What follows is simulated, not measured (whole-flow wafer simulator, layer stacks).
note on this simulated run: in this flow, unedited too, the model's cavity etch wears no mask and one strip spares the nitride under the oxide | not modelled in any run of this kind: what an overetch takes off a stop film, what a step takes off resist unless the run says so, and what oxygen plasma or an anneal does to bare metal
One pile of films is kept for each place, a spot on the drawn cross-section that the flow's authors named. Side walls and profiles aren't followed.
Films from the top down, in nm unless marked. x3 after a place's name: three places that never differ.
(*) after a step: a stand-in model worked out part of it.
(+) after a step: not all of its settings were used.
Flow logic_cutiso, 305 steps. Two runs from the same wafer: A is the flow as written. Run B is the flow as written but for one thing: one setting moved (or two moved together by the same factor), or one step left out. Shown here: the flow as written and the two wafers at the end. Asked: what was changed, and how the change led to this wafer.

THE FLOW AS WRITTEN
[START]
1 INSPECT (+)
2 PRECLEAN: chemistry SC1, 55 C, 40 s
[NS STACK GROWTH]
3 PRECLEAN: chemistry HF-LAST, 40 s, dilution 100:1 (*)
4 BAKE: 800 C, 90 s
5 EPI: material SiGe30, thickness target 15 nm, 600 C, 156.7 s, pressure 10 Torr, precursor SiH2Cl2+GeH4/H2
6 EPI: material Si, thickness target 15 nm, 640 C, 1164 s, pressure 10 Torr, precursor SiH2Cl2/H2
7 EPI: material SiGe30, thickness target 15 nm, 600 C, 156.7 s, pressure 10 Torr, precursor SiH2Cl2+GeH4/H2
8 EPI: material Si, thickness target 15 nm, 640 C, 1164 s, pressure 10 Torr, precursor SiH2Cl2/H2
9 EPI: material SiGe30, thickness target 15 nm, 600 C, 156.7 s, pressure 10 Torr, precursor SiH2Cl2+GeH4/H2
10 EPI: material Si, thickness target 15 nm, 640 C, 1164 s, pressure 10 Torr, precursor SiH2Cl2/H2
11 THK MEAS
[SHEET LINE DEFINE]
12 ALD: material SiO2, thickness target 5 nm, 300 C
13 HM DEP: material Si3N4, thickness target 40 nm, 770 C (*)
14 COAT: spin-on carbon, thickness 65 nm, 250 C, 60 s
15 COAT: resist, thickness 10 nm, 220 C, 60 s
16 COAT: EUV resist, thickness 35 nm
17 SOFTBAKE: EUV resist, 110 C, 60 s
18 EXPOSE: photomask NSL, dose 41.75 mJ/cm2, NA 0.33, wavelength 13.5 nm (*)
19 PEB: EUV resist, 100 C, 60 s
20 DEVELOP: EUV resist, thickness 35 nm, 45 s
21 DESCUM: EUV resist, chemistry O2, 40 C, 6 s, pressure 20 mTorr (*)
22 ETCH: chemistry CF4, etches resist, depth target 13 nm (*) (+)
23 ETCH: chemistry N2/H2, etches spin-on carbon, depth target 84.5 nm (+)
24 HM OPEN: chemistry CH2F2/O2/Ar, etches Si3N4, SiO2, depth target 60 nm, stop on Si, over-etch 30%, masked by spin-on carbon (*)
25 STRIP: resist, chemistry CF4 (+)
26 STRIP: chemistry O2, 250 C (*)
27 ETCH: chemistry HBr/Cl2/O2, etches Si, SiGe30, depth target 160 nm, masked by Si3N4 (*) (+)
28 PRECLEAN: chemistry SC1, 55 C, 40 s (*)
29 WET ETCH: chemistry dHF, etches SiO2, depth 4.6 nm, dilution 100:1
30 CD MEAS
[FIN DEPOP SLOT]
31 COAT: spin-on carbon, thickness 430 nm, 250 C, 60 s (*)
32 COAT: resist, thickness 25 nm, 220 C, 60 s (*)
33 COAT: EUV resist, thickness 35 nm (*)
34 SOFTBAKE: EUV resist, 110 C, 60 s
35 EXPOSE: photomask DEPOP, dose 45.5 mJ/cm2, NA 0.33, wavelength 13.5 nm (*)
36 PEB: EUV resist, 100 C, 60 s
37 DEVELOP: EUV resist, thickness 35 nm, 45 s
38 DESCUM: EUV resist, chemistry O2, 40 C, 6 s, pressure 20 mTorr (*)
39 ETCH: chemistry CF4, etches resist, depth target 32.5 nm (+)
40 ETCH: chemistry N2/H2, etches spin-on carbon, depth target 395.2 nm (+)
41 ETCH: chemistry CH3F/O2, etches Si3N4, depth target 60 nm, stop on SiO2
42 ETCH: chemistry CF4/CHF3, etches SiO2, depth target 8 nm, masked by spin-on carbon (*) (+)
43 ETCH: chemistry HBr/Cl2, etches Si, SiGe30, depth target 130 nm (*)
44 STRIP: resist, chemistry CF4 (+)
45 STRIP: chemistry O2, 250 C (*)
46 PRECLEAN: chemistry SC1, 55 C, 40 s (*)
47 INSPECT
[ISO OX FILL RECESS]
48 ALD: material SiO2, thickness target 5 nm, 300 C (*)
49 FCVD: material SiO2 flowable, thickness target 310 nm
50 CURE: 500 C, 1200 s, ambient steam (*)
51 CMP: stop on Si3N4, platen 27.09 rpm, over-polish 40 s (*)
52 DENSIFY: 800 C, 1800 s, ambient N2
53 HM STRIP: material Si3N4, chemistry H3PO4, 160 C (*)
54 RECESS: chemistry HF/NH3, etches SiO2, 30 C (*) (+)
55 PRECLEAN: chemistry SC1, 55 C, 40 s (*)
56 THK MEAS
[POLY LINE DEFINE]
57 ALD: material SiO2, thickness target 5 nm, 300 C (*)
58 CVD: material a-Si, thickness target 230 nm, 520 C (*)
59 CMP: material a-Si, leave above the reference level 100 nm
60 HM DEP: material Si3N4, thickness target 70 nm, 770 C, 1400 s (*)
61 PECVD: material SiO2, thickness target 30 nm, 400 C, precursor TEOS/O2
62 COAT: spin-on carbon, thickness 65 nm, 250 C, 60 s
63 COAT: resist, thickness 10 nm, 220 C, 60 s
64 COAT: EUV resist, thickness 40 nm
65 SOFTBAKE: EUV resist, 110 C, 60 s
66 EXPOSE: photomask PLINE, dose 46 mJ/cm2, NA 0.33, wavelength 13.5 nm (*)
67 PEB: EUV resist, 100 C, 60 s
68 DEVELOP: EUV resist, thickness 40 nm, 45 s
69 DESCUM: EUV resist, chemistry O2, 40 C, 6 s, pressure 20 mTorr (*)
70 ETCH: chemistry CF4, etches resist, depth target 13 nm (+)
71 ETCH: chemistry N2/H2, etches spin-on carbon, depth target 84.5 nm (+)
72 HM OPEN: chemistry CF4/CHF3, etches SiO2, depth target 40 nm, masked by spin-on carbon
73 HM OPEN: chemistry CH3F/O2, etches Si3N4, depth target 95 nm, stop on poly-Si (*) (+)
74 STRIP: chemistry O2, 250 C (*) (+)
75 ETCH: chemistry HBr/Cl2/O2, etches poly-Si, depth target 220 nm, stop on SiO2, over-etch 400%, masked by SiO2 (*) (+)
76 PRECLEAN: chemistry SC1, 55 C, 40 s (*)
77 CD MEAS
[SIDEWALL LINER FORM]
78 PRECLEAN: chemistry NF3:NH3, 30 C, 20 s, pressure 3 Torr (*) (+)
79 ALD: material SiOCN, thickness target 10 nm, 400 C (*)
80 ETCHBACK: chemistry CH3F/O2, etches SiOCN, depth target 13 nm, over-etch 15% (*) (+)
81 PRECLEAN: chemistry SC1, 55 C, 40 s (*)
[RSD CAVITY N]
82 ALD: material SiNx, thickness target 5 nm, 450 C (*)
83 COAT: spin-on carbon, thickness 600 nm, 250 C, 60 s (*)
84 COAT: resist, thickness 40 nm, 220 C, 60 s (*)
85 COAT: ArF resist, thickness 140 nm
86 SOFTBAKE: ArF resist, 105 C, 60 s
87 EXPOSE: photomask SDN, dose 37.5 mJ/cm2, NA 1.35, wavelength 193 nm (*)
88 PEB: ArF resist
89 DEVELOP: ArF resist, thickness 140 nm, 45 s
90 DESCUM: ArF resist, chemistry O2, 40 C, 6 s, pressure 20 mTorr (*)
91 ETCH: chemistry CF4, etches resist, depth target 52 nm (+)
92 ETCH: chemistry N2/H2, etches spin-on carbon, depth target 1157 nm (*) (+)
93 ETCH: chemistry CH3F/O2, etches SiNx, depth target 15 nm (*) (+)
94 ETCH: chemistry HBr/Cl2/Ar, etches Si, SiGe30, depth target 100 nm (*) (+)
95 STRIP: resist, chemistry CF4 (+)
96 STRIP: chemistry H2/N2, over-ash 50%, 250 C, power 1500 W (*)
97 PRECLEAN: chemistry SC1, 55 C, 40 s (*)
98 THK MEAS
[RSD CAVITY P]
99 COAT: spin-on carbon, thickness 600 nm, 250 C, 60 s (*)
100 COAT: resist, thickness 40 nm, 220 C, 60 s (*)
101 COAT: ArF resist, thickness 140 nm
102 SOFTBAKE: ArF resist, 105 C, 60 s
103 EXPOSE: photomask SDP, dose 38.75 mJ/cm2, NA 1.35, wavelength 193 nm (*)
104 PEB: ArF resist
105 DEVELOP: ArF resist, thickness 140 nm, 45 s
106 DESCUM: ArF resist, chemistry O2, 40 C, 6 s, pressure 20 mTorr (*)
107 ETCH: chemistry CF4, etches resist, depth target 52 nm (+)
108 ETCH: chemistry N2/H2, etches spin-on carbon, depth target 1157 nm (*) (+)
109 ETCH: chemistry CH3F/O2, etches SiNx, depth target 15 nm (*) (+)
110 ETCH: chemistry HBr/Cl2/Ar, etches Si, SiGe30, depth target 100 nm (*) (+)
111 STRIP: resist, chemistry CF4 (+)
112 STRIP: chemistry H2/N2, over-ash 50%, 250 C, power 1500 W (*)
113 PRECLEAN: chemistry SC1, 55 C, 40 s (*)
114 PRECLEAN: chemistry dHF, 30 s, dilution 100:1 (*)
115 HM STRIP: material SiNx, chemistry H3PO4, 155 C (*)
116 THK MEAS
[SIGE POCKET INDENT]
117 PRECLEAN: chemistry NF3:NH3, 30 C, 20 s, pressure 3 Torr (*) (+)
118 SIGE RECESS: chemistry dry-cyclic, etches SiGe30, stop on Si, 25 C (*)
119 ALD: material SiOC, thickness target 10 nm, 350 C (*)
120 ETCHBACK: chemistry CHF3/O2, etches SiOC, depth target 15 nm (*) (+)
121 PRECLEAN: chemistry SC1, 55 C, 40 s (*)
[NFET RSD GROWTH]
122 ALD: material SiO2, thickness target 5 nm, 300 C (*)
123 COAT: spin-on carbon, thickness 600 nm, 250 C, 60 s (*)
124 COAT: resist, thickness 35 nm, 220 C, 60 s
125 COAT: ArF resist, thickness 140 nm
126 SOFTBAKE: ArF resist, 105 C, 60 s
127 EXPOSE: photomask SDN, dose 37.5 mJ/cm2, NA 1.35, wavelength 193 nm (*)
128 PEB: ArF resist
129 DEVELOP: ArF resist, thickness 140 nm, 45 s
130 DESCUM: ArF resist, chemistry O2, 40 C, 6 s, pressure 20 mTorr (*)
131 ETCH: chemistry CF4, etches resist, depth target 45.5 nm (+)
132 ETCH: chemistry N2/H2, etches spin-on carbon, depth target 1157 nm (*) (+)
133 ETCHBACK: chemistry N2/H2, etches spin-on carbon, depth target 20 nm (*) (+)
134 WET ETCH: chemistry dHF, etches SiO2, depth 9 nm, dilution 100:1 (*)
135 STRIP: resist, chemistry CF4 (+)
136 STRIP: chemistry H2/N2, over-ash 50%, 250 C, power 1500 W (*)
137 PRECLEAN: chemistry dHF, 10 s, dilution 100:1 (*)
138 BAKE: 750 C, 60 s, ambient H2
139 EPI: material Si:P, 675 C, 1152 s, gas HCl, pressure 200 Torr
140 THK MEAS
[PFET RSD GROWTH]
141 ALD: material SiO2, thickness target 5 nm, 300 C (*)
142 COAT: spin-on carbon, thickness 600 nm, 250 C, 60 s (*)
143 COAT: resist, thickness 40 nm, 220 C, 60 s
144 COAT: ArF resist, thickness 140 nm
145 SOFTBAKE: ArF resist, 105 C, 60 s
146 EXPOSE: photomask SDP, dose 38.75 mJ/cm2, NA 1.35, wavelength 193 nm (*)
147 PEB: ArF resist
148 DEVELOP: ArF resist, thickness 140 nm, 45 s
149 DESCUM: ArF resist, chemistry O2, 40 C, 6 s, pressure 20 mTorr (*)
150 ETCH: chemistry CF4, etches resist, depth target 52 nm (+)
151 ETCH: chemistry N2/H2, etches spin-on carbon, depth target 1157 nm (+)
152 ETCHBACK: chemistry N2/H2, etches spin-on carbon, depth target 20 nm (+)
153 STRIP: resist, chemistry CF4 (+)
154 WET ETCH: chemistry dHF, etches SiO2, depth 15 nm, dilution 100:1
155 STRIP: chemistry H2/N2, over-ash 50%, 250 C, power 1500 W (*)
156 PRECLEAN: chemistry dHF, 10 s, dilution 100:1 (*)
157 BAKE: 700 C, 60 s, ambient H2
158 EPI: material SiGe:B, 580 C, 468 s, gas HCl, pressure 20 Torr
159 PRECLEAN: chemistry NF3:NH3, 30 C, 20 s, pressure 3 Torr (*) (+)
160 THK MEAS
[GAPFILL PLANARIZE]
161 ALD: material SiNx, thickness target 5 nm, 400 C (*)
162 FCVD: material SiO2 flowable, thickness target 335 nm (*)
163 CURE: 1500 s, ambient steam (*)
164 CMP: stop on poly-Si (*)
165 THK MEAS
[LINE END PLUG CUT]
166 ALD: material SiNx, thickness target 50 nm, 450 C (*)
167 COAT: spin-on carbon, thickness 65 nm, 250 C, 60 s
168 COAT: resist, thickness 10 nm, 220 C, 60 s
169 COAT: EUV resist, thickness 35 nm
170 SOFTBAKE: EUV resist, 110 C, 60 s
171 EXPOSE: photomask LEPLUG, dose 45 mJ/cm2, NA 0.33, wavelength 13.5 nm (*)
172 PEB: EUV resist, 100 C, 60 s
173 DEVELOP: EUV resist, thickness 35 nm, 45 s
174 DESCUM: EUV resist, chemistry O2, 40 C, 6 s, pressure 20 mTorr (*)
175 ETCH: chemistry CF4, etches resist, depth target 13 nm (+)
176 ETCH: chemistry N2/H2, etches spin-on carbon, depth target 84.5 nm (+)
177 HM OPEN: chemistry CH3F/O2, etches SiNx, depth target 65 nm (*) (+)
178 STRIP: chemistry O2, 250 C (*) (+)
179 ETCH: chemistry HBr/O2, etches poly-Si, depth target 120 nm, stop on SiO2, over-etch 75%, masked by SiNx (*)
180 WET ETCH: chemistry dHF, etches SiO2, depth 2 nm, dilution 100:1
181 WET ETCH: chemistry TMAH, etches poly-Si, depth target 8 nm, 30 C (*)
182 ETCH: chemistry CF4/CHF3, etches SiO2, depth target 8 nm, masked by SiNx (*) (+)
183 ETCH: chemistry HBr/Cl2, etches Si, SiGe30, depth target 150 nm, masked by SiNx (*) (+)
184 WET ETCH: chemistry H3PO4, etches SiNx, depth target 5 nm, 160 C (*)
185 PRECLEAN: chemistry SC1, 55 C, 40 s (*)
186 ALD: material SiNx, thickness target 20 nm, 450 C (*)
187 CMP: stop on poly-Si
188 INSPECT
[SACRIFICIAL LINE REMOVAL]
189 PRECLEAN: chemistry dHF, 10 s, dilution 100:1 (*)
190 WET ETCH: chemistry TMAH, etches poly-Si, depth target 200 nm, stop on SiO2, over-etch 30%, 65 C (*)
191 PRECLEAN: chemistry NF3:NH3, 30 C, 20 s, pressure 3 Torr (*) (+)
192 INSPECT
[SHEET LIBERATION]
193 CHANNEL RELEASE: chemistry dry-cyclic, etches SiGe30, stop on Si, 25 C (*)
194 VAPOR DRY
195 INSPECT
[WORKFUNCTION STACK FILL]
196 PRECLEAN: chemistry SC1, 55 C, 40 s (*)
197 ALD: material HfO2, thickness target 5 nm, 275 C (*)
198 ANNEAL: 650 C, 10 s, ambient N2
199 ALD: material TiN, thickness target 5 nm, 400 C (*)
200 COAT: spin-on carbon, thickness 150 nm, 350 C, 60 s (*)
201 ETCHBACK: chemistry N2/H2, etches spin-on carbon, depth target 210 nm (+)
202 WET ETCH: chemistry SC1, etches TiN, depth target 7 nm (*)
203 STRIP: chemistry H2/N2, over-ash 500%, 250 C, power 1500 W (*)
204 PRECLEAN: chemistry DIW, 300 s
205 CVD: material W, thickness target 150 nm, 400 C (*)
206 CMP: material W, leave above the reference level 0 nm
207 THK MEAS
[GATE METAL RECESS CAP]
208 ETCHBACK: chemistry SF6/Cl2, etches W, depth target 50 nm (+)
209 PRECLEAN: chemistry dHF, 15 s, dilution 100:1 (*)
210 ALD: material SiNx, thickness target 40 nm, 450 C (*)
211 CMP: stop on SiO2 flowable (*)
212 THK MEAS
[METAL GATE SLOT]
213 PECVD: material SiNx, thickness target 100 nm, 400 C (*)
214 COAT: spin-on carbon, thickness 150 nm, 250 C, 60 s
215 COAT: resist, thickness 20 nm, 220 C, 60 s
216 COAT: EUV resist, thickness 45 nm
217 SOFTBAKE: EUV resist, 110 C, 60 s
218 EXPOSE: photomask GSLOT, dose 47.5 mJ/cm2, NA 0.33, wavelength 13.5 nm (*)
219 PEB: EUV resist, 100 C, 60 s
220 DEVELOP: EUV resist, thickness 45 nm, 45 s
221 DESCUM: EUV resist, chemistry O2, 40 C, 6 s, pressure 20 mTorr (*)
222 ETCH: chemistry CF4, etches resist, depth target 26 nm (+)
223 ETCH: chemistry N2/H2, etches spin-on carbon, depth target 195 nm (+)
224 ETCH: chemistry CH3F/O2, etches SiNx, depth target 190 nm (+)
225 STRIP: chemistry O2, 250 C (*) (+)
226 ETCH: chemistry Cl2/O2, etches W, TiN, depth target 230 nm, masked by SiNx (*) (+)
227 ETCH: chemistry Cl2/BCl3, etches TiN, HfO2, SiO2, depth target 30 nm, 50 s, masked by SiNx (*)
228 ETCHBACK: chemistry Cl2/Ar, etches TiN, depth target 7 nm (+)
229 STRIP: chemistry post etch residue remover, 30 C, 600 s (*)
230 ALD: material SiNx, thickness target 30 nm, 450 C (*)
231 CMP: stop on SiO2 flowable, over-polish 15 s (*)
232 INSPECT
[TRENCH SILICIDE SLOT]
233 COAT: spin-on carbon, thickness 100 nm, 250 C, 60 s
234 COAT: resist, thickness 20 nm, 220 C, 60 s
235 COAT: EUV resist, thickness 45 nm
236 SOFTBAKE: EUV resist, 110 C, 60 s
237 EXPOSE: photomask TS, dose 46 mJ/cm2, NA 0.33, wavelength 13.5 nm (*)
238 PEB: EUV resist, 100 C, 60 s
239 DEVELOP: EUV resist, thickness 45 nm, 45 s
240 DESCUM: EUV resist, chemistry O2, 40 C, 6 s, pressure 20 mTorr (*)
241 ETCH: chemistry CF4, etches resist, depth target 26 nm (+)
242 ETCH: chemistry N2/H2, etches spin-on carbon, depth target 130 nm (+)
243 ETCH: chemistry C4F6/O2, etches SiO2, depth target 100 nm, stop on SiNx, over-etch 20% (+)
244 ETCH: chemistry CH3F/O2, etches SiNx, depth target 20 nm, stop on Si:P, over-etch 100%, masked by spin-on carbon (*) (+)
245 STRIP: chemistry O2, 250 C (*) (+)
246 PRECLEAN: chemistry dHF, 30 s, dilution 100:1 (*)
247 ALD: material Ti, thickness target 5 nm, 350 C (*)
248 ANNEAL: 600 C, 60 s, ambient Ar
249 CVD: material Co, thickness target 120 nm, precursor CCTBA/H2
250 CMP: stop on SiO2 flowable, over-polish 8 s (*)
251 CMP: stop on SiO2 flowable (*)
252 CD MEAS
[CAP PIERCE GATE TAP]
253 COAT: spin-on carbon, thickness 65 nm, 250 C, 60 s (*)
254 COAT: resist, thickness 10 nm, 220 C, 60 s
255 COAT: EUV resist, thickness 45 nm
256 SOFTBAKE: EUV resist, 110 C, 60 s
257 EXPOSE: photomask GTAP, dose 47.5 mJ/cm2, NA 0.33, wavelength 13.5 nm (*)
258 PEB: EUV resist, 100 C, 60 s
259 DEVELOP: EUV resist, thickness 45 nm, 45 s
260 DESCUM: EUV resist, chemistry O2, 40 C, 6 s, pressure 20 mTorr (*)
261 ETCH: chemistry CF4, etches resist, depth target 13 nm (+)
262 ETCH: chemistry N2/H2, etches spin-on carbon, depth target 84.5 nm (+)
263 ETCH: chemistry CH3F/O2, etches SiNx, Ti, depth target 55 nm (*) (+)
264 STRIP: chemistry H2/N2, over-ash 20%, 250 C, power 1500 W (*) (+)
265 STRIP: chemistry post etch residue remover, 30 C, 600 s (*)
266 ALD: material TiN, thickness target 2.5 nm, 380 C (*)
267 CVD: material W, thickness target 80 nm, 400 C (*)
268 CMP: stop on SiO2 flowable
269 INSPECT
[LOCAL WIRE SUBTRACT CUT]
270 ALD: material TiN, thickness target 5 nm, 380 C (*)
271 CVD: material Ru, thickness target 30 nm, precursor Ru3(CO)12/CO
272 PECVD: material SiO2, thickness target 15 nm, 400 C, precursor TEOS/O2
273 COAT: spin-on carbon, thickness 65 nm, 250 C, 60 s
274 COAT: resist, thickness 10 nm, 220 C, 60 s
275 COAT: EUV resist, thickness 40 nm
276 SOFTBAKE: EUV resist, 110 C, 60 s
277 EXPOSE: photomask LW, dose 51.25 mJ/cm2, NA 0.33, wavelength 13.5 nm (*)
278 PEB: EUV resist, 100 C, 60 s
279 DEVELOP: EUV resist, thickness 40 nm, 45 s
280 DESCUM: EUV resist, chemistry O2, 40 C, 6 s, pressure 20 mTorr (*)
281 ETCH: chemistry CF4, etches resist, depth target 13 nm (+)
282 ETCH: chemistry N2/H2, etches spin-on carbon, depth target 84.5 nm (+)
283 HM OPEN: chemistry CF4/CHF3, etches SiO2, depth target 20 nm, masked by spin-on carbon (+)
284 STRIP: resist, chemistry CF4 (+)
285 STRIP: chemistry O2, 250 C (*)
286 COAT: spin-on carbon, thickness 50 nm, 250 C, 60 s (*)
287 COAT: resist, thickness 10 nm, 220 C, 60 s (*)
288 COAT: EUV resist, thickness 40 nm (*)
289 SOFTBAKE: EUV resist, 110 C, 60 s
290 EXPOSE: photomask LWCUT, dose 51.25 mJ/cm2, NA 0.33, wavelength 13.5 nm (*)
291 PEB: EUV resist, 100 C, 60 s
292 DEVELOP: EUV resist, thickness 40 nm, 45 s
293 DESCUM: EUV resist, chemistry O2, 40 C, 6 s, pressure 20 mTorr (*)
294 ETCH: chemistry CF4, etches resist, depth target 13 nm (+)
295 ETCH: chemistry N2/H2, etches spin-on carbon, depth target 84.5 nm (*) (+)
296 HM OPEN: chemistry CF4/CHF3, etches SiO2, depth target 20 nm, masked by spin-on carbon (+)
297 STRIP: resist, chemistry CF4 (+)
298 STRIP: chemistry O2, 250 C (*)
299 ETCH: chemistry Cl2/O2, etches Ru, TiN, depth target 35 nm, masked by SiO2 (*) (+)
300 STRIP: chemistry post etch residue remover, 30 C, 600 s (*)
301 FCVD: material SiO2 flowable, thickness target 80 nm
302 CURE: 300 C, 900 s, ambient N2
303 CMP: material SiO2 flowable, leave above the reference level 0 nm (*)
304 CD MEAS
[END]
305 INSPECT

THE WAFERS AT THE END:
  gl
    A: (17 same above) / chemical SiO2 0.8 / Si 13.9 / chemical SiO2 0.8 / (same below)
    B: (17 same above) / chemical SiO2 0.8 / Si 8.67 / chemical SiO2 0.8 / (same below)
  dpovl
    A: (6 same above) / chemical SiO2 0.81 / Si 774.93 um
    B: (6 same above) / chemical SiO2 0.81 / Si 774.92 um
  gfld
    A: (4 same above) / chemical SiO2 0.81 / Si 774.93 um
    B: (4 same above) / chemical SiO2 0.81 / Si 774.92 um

The cause: step 6, EPI: thickness target 9.8 nm was run, where the flow has thickness target 15 nm; step 6, EPI: 756.9 s was run, where the flow has 1164 s.

How the change led to this, step by step:
  6 EPI: material Si, thickness target 15 nm, 640 C, 1164 s, pressure 10 Torr, precursor SiH2Cl2/H2
      depop, dpovl, gfld and 19 more: A Si +15 (new film) | B Si +9.75 (new film)
  27 ETCH: chemistry HBr/Cl2/O2, etches Si, SiGe30, depth target 160 nm, masked by Si3N4 (*) (+)
      gfld, gxf, iso, lnri: A chemical SiO2 -0.79 (all of it), Si -11.4 (all of it), SiGe30 -15 (all of it), Si -15 (all of it), SiGe30 -15 (all of it), Si -15 (all of it), SiGe30 -15 (all of it), Si -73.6 | B chemical SiO2 -0.79 (all of it), Si -11.4 (all of it), SiGe30 -15 (all of it), Si -15 (all of it), SiGe30 -15 (all of it), Si -9.75 (all of it), SiGe30 -15 (all of it), Si -78.9
      dpovl, nsgap: A chemical SiO2 -0.79 (all of it), Si -11.8 (all of it), SiGe30 -15 (all of it), Si -15 (all of it), SiGe30 -15 (all of it), Si -15 (all of it), SiGe30 -15 (all of it), Si -73.2 | B chemical SiO2 -0.79 (all of it), Si -11.8 (all of it), SiGe30 -15 (all of it), Si -15 (all of it), SiGe30 -15 (all of it), Si -9.75 (all of it), SiGe30 -15 (all of it), Si -78.5
      (and at 1 more place)
  43 ETCH: chemistry HBr/Cl2, etches Si, SiGe30, depth target 130 nm (*)
      depop: A Si -14 (all of it), SiGe30 -15 (all of it), Si -15 (all of it), SiGe30 -15 (all of it), Si -15 (all of it), SiGe30 -15 (all of it), Si -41 | B Si -14 (all of it), SiGe30 -15 (all of it), Si -15 (all of it), SiGe30 -15 (all of it), Si -9.75 (all of it), SiGe30 -15 (all of it), Si -46.2
  94 ETCH: chemistry HBr/Cl2/Ar, etches Si, SiGe30, depth target 100 nm (*) (+)
      rsdn, rsdx: A chemical SiO2 -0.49 (all of it), Si -12.8 (all of it), SiGe30 -15 (all of it), Si -15 (all of it), SiGe30 -15 (all of it), Si -15 (all of it), SiGe30 -15 (all of it), Si -12.2 | B chemical SiO2 -0.49 (all of it), Si -12.8 (all of it), SiGe30 -15 (all of it), Si -15 (all of it), SiGe30 -15 (all of it), Si -9.75 (all of it), SiGe30 -15 (all of it), Si -17.4
  110 ETCH: chemistry HBr/Cl2/Ar, etches Si, SiGe30, depth target 100 nm (*) (+)
      rsdp, rsdw: A chemical SiO2 -0.49 (all of it), Si -12.8 (all of it), SiGe30 -15 (all of it), Si -15 (all of it), SiGe30 -15 (all of it), Si -15 (all of it), SiGe30 -15 (all of it), Si -12.2 | B chemical SiO2 -0.49 (all of it), Si -12.8 (all of it), SiGe30 -15 (all of it), Si -15 (all of it), SiGe30 -15 (all of it), Si -9.75 (all of it), SiGe30 -15 (all of it), Si -17.4
  183 ETCH: chemistry HBr/Cl2, etches Si, SiGe30, depth target 150 nm, masked by SiNx (*) (+)
      plug: A Si -13.6 (all of it), SiGe30 -15 (all of it), Si -15 (all of it), SiGe30 -15 (all of it), Si -15 (all of it), SiGe30 -15 (all of it), Si -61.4 | B Si -13.6 (all of it), SiGe30 -15 (all of it), Si -15 (all of it), SiGe30 -15 (all of it), Si -9.75 (all of it), SiGe30 -15 (all of it), Si -66.7
